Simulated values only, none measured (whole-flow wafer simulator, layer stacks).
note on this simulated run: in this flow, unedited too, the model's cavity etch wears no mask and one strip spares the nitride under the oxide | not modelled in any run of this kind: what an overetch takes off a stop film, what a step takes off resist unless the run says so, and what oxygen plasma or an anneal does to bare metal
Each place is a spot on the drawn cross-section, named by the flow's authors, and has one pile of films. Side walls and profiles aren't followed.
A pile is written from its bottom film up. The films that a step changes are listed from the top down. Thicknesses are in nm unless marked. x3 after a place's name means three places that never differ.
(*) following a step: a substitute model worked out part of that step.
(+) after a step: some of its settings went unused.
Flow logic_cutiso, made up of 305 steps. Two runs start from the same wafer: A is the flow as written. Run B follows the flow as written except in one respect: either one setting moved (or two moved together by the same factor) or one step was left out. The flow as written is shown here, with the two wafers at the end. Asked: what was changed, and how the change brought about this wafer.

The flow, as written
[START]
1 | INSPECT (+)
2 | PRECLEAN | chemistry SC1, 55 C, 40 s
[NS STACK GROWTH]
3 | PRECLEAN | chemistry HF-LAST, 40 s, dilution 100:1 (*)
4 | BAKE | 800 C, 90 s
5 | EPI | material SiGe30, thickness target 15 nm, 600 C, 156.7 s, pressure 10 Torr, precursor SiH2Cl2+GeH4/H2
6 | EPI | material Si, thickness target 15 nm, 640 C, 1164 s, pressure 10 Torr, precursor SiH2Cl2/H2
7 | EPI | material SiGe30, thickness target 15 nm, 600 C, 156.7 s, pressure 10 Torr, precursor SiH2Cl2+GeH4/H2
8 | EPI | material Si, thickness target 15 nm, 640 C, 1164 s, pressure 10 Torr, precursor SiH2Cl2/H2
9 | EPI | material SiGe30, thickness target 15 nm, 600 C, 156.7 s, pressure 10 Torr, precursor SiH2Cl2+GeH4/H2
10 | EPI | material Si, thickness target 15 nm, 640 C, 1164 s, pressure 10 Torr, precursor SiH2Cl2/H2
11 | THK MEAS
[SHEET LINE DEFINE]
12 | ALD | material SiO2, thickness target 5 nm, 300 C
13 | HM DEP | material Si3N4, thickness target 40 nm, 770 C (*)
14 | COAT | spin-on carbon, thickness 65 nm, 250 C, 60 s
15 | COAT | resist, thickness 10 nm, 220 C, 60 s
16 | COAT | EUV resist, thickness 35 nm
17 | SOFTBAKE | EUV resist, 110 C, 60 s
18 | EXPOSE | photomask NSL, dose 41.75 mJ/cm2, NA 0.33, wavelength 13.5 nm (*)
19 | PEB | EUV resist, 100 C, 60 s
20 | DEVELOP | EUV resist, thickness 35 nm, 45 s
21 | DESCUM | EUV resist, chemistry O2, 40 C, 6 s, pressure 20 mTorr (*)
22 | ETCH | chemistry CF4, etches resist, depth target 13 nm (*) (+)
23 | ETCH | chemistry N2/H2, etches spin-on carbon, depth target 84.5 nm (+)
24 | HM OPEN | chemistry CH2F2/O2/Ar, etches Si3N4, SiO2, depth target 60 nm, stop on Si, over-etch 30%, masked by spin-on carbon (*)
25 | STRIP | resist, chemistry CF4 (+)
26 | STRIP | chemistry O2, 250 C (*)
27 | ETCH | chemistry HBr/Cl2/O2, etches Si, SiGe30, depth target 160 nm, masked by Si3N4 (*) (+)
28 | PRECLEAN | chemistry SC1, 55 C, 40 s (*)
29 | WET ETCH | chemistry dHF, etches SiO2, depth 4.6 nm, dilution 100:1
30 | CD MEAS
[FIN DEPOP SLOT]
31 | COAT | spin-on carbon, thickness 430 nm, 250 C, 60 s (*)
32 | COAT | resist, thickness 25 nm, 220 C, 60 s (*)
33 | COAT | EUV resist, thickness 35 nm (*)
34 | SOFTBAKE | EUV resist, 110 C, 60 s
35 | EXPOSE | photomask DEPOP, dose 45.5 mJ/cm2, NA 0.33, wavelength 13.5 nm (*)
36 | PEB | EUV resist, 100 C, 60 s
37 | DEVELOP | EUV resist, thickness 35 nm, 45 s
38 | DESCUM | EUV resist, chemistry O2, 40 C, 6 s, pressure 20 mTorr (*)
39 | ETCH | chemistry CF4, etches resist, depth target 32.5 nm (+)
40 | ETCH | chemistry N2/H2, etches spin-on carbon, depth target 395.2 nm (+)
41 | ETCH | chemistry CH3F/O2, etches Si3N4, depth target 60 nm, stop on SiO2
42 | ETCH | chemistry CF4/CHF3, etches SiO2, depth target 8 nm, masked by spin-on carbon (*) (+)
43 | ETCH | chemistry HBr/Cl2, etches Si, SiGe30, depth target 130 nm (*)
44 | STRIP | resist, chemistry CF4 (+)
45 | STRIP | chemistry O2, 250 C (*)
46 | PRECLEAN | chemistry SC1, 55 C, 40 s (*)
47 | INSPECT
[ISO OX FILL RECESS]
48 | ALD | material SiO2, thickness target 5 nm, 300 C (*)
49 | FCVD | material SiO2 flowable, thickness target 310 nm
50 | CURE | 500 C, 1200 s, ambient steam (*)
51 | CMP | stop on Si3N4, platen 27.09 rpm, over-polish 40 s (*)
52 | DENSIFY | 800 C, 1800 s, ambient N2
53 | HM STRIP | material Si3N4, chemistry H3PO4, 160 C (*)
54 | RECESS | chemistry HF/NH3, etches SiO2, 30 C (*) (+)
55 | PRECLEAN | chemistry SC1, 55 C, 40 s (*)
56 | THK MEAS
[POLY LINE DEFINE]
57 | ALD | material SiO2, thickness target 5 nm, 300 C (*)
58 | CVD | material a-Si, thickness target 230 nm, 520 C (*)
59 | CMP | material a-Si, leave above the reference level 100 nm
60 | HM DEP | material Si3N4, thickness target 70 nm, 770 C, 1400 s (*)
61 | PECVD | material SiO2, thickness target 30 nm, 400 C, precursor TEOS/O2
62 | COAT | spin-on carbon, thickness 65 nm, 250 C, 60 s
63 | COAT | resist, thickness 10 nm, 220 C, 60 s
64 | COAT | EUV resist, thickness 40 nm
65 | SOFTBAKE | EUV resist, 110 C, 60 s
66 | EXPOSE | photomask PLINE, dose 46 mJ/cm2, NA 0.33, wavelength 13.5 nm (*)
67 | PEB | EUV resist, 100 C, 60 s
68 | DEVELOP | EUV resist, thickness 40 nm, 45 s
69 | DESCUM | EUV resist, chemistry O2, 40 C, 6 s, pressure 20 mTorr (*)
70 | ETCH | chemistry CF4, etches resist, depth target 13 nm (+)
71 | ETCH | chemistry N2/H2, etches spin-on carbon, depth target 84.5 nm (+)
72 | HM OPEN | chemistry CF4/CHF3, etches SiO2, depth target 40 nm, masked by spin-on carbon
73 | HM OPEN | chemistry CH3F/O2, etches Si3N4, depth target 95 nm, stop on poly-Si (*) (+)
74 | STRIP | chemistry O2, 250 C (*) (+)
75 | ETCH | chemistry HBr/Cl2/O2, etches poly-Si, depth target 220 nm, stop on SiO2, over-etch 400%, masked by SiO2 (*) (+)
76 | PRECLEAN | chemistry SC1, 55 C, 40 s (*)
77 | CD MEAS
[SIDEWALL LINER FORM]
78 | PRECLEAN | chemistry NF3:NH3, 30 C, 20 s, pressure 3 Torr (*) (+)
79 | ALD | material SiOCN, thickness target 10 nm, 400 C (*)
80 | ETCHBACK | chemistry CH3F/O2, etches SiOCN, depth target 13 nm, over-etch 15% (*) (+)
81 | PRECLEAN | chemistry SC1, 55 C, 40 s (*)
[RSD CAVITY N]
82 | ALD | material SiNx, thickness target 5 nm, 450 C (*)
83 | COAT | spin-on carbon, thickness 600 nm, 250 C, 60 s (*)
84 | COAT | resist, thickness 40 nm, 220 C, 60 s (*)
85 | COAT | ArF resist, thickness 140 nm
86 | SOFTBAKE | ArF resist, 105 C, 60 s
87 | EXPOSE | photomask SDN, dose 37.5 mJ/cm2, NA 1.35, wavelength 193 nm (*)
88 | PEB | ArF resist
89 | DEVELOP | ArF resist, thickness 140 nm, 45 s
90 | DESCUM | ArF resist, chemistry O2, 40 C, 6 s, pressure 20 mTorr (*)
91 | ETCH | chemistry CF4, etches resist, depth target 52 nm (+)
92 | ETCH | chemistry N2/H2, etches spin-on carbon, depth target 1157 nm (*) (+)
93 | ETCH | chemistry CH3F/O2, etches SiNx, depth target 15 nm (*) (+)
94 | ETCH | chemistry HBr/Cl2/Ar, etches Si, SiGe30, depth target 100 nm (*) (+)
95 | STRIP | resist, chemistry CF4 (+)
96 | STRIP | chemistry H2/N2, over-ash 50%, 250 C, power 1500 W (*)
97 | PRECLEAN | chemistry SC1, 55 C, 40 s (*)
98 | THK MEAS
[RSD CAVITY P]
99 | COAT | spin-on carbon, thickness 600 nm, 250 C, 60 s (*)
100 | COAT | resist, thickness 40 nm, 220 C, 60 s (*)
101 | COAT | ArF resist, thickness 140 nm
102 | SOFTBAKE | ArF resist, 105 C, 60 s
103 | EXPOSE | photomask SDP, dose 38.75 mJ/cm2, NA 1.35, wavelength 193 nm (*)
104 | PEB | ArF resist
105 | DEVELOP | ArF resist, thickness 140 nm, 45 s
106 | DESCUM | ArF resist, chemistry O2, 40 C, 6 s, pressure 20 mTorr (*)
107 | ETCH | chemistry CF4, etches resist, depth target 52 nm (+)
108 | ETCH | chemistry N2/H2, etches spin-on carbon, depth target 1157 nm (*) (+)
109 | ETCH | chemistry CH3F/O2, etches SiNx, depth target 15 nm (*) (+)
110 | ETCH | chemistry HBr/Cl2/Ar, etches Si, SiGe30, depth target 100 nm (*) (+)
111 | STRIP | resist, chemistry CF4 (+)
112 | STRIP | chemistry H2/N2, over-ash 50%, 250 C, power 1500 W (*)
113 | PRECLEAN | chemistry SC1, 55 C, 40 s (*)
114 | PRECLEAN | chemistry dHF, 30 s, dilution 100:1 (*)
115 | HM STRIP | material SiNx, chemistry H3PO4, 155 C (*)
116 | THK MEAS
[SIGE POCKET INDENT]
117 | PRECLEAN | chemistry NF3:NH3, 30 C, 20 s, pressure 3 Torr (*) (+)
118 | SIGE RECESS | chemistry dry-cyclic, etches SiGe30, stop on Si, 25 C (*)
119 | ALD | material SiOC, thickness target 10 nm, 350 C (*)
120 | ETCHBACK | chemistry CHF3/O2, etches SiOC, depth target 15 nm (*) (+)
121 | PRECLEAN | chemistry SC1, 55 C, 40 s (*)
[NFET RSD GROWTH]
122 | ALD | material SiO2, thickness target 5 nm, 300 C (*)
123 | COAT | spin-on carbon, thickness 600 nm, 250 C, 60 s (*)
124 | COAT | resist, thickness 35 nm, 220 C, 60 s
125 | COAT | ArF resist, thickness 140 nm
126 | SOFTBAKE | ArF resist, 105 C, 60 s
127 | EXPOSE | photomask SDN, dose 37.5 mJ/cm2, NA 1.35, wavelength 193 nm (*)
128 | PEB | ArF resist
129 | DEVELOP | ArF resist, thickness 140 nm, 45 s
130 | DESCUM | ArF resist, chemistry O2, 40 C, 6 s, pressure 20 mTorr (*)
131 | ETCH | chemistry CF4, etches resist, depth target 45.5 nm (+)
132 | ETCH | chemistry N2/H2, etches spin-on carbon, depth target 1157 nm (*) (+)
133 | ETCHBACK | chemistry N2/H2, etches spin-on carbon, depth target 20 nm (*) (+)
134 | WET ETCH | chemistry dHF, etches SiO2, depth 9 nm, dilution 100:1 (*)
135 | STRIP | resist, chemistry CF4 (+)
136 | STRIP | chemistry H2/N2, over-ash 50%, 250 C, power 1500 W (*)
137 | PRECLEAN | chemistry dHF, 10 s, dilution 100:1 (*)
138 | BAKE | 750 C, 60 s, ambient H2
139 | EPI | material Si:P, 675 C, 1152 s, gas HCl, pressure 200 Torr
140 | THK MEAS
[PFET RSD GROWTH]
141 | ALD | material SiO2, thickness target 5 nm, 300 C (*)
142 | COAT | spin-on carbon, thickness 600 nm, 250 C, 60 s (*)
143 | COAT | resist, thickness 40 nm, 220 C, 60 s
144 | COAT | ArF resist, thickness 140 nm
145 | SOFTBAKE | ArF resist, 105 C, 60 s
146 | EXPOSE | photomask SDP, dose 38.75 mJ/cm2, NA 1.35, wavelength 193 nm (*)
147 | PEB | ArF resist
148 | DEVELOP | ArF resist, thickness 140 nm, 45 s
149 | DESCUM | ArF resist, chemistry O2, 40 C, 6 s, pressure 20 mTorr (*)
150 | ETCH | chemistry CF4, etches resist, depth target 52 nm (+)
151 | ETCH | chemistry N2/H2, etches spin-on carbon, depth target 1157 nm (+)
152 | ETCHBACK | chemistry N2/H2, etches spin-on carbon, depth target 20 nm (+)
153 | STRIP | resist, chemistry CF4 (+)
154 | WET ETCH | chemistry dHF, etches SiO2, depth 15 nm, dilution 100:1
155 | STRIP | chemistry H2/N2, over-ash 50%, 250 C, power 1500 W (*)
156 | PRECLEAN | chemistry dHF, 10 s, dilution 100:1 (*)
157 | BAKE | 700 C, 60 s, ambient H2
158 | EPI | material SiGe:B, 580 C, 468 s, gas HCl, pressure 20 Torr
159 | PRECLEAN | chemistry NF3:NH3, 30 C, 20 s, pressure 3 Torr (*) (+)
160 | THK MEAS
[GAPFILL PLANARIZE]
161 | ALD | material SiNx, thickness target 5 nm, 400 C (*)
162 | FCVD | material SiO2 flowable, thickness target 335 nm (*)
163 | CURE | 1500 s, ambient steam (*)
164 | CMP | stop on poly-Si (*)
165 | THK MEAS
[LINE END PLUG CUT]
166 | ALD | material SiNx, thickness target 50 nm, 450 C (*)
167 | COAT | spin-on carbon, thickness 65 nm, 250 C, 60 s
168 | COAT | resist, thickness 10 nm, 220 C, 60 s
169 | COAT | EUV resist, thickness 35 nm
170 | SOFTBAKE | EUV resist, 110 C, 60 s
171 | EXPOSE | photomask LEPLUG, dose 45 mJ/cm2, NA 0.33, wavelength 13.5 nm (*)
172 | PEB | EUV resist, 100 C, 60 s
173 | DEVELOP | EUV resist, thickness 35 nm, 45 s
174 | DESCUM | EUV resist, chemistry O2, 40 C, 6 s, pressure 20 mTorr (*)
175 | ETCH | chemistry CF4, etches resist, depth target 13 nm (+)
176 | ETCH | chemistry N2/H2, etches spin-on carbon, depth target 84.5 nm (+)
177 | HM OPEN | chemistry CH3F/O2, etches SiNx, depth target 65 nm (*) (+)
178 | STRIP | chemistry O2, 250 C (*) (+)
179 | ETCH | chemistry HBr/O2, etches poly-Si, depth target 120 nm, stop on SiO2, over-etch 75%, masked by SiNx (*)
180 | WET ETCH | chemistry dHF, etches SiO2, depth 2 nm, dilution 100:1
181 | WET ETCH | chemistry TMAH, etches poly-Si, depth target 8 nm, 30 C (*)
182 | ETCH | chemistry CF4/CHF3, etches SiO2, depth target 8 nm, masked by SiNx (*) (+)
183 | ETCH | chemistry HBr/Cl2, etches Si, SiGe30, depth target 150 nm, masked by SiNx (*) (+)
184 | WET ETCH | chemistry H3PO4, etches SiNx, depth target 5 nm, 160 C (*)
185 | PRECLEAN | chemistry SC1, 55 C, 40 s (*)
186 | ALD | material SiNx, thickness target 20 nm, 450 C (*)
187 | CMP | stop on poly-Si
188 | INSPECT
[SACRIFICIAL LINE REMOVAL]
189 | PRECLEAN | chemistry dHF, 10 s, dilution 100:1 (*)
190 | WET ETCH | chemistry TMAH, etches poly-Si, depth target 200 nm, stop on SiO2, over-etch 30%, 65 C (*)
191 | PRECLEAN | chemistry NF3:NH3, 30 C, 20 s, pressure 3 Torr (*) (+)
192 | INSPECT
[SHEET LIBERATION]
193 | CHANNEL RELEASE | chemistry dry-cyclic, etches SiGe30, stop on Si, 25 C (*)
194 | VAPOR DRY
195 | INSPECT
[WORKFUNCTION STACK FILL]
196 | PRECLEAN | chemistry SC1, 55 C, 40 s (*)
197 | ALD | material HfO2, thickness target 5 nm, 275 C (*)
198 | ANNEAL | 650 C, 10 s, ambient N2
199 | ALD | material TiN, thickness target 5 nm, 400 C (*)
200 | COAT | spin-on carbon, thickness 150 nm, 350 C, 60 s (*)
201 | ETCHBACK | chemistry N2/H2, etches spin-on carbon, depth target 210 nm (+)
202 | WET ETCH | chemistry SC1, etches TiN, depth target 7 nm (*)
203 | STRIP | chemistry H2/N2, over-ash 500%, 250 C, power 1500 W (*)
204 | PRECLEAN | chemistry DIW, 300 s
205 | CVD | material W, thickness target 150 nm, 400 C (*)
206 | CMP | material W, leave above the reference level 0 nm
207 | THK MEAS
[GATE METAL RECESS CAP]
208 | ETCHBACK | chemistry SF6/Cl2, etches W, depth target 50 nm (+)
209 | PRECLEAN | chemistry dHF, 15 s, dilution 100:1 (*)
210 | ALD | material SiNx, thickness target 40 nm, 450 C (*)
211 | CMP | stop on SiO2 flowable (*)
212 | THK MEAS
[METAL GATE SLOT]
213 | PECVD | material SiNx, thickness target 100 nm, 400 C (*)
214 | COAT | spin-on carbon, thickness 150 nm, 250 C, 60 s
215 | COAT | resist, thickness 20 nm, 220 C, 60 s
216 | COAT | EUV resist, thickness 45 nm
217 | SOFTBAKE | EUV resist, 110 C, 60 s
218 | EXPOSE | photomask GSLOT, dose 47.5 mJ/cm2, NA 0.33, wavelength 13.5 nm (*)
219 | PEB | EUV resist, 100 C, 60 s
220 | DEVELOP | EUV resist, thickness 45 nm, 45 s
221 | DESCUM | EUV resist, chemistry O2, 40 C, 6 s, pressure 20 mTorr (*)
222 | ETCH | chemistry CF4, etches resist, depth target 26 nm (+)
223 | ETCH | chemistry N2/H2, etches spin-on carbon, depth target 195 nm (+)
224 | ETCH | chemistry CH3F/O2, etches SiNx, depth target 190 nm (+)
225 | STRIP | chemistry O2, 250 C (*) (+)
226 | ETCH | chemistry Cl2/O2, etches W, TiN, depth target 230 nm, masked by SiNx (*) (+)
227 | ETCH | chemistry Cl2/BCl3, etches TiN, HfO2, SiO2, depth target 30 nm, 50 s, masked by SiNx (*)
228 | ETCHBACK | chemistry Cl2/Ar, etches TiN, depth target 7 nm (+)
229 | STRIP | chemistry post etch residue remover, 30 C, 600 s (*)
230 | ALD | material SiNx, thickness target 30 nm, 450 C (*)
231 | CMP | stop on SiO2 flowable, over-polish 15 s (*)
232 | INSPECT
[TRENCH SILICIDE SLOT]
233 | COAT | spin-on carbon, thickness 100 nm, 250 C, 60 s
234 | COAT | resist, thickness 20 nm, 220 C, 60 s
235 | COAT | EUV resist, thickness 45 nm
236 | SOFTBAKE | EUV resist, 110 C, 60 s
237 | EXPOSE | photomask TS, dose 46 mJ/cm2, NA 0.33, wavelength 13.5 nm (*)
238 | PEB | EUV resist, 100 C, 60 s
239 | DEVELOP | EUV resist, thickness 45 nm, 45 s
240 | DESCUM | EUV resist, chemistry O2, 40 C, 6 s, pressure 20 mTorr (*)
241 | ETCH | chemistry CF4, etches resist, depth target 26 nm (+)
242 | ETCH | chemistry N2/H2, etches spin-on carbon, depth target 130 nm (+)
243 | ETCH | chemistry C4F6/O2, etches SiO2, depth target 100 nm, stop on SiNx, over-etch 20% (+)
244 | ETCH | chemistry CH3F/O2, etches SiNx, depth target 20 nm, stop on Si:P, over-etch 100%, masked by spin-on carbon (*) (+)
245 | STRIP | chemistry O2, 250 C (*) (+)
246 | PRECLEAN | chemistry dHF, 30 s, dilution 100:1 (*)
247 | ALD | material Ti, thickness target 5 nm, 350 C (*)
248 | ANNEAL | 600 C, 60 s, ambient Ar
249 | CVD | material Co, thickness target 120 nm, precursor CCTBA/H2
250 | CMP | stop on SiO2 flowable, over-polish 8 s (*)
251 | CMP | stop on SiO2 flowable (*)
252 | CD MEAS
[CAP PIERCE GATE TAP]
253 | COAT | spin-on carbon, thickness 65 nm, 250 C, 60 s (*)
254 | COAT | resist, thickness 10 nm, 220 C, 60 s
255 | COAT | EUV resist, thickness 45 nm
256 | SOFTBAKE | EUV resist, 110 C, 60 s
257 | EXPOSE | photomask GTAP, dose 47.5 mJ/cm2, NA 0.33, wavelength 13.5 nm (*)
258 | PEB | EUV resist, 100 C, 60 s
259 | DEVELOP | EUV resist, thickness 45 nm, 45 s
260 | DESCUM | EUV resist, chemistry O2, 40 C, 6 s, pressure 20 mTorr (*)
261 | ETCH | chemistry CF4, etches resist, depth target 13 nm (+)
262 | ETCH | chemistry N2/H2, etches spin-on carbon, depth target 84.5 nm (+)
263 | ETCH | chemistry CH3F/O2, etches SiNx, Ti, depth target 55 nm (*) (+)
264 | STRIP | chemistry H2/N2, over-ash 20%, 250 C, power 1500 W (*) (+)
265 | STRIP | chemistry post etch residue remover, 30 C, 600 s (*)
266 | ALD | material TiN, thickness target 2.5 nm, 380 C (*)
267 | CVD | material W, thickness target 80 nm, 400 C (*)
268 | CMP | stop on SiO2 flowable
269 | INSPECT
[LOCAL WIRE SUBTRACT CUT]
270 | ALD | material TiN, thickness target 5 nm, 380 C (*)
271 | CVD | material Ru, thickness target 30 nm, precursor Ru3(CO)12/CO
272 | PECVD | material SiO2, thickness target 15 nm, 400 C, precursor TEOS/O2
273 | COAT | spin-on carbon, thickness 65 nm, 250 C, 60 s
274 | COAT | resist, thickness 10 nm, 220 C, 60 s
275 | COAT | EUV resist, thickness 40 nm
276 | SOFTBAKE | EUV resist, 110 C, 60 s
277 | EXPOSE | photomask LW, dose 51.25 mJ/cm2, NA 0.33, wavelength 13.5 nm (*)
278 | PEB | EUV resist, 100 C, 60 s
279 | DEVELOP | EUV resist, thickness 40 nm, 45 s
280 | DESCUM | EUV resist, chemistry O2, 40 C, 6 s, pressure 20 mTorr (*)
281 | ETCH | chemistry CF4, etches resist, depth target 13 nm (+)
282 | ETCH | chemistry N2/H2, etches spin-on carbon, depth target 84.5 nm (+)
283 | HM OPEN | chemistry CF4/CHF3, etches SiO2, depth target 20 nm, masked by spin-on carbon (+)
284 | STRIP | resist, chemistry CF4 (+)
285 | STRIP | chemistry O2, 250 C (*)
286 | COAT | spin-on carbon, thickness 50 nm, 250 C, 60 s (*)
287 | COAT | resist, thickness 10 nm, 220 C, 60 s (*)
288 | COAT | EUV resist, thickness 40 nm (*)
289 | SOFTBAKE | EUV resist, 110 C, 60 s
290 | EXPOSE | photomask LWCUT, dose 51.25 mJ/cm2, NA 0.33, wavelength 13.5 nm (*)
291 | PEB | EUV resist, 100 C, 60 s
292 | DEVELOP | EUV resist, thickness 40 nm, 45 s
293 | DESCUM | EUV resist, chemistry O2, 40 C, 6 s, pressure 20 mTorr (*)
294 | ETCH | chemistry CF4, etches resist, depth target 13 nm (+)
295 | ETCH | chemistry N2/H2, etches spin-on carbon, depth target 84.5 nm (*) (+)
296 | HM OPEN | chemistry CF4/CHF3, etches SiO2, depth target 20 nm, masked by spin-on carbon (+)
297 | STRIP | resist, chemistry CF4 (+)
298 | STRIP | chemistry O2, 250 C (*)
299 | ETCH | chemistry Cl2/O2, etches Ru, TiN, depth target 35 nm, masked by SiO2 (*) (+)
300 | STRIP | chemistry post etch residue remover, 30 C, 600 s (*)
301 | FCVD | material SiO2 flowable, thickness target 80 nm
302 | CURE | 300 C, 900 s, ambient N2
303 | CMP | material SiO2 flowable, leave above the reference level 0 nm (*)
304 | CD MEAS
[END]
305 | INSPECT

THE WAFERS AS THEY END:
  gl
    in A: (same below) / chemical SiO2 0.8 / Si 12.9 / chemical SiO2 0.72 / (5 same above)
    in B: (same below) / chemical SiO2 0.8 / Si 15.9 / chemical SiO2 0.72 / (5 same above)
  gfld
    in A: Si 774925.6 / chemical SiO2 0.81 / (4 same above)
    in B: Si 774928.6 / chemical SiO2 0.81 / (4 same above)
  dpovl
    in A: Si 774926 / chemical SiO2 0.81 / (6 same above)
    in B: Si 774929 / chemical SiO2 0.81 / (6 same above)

What caused this: step 10, EPI: thickness target 18 nm was run, though the flow has thickness target 15 nm; step 10, EPI: 1397 s was run, where the flow has 1164 s.

Step by step, how the change led to this:
  10 | EPI | material Si, thickness target 15 nm, 640 C, 1164 s, pressure 10 Torr, precursor SiH2Cl2/H2
      depop, dpovl, gfld and 19 more: A Si gains 15 (new film) | B Si gains 18 (new film)
  27 | ETCH | chemistry HBr/Cl2/O2, etches Si, SiGe30, depth target 160 nm, masked by Si3N4 (*) (+)
      gfld, gxf, iso, lnri: A chemical SiO2 loses 0.79 (all of it), Si loses 11.4 (all of it), SiGe30 loses 15 (all of it), Si loses 15 (all of it), SiGe30 loses 15 (all of it), Si loses 15 (all of it), SiGe30 loses 15 (all of it), Si loses 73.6 | B chemical SiO2 loses 0.79 (all of it), Si loses 14.4 (all of it), SiGe30 loses 15 (all of it), Si loses 15 (all of it), SiGe30 loses 15 (all of it), Si loses 15 (all of it), SiGe30 loses 15 (all of it), Si loses 70.6
      dpovl, nsgap: A chemical SiO2 loses 0.79 (all of it), Si loses 11.8 (all of it), SiGe30 loses 15 (all of it), Si loses 15 (all of it), SiGe30 loses 15 (all of it), Si loses 15 (all of it), SiGe30 loses 15 (all of it), Si loses 73.2 | B chemical SiO2 loses 0.79 (all of it), Si loses 14.8 (all of it), SiGe30 loses 15 (all of it), Si loses 15 (all of it), SiGe30 loses 15 (all of it), Si loses 15 (all of it), SiGe30 loses 15 (all of it), Si loses 70.2
      (also at 1 further place)
  43 | ETCH | chemistry HBr/Cl2, etches Si, SiGe30, depth target 130 nm (*)
      depop: A Si loses 14 (all of it), SiGe30 loses 15 (all of it), Si loses 15 (all of it), SiGe30 loses 15 (all of it), Si loses 15 (all of it), SiGe30 loses 15 (all of it), Si loses 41 | B Si loses 17 (all of it), SiGe30 loses 15 (all of it), Si loses 15 (all of it), SiGe30 loses 15 (all of it), Si loses 15 (all of it), SiGe30 loses 15 (all of it), Si loses 38
  94 | ETCH | chemistry HBr/Cl2/Ar, etches Si, SiGe30, depth target 100 nm (*) (+)
      rsdn, rsdx: A chemical SiO2 loses 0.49 (all of it), Si loses 12.8 (all of it), SiGe30 loses 15 (all of it), Si loses 15 (all of it), SiGe30 loses 15 (all of it), Si loses 15 (all of it), SiGe30 loses 15 (all of it), Si loses 12.2 | B chemical SiO2 loses 0.49 (all of it), Si loses 15.8 (all of it), SiGe30 loses 15 (all of it), Si loses 15 (all of it), SiGe30 loses 15 (all of it), Si loses 15 (all of it), SiGe30 loses 15 (all of it), Si loses 9.16
  110 | ETCH | chemistry HBr/Cl2/Ar, etches Si, SiGe30, depth target 100 nm (*) (+)
      rsdp, rsdw: A chemical SiO2 loses 0.49 (all of it), Si loses 12.8 (all of it), SiGe30 loses 15 (all of it), Si loses 15 (all of it), SiGe30 loses 15 (all of it), Si loses 15 (all of it), SiGe30 loses 15 (all of it), Si loses 12.2 | B chemical SiO2 loses 0.49 (all of it), Si loses 15.8 (all of it), SiGe30 loses 15 (all of it), Si loses 15 (all of it), SiGe30 loses 15 (all of it), Si loses 15 (all of it), SiGe30 loses 15 (all of it), Si loses 9.16
  183 | ETCH | chemistry HBr/Cl2, etches Si, SiGe30, depth target 150 nm, masked by SiNx (*) (+)
      plug: A Si loses 13.6 (all of it), SiGe30 loses 15 (all of it), Si loses 15 (all of it), SiGe30 loses 15 (all of it), Si loses 15 (all of it), SiGe30 loses 15 (all of it), Si loses 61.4 | B Si loses 16.6 (all of it), SiGe30 loses 15 (all of it), Si loses 15 (all of it), SiGe30 loses 15 (all of it), Si loses 15 (all of it), SiGe30 loses 15 (all of it), Si loses 58.4
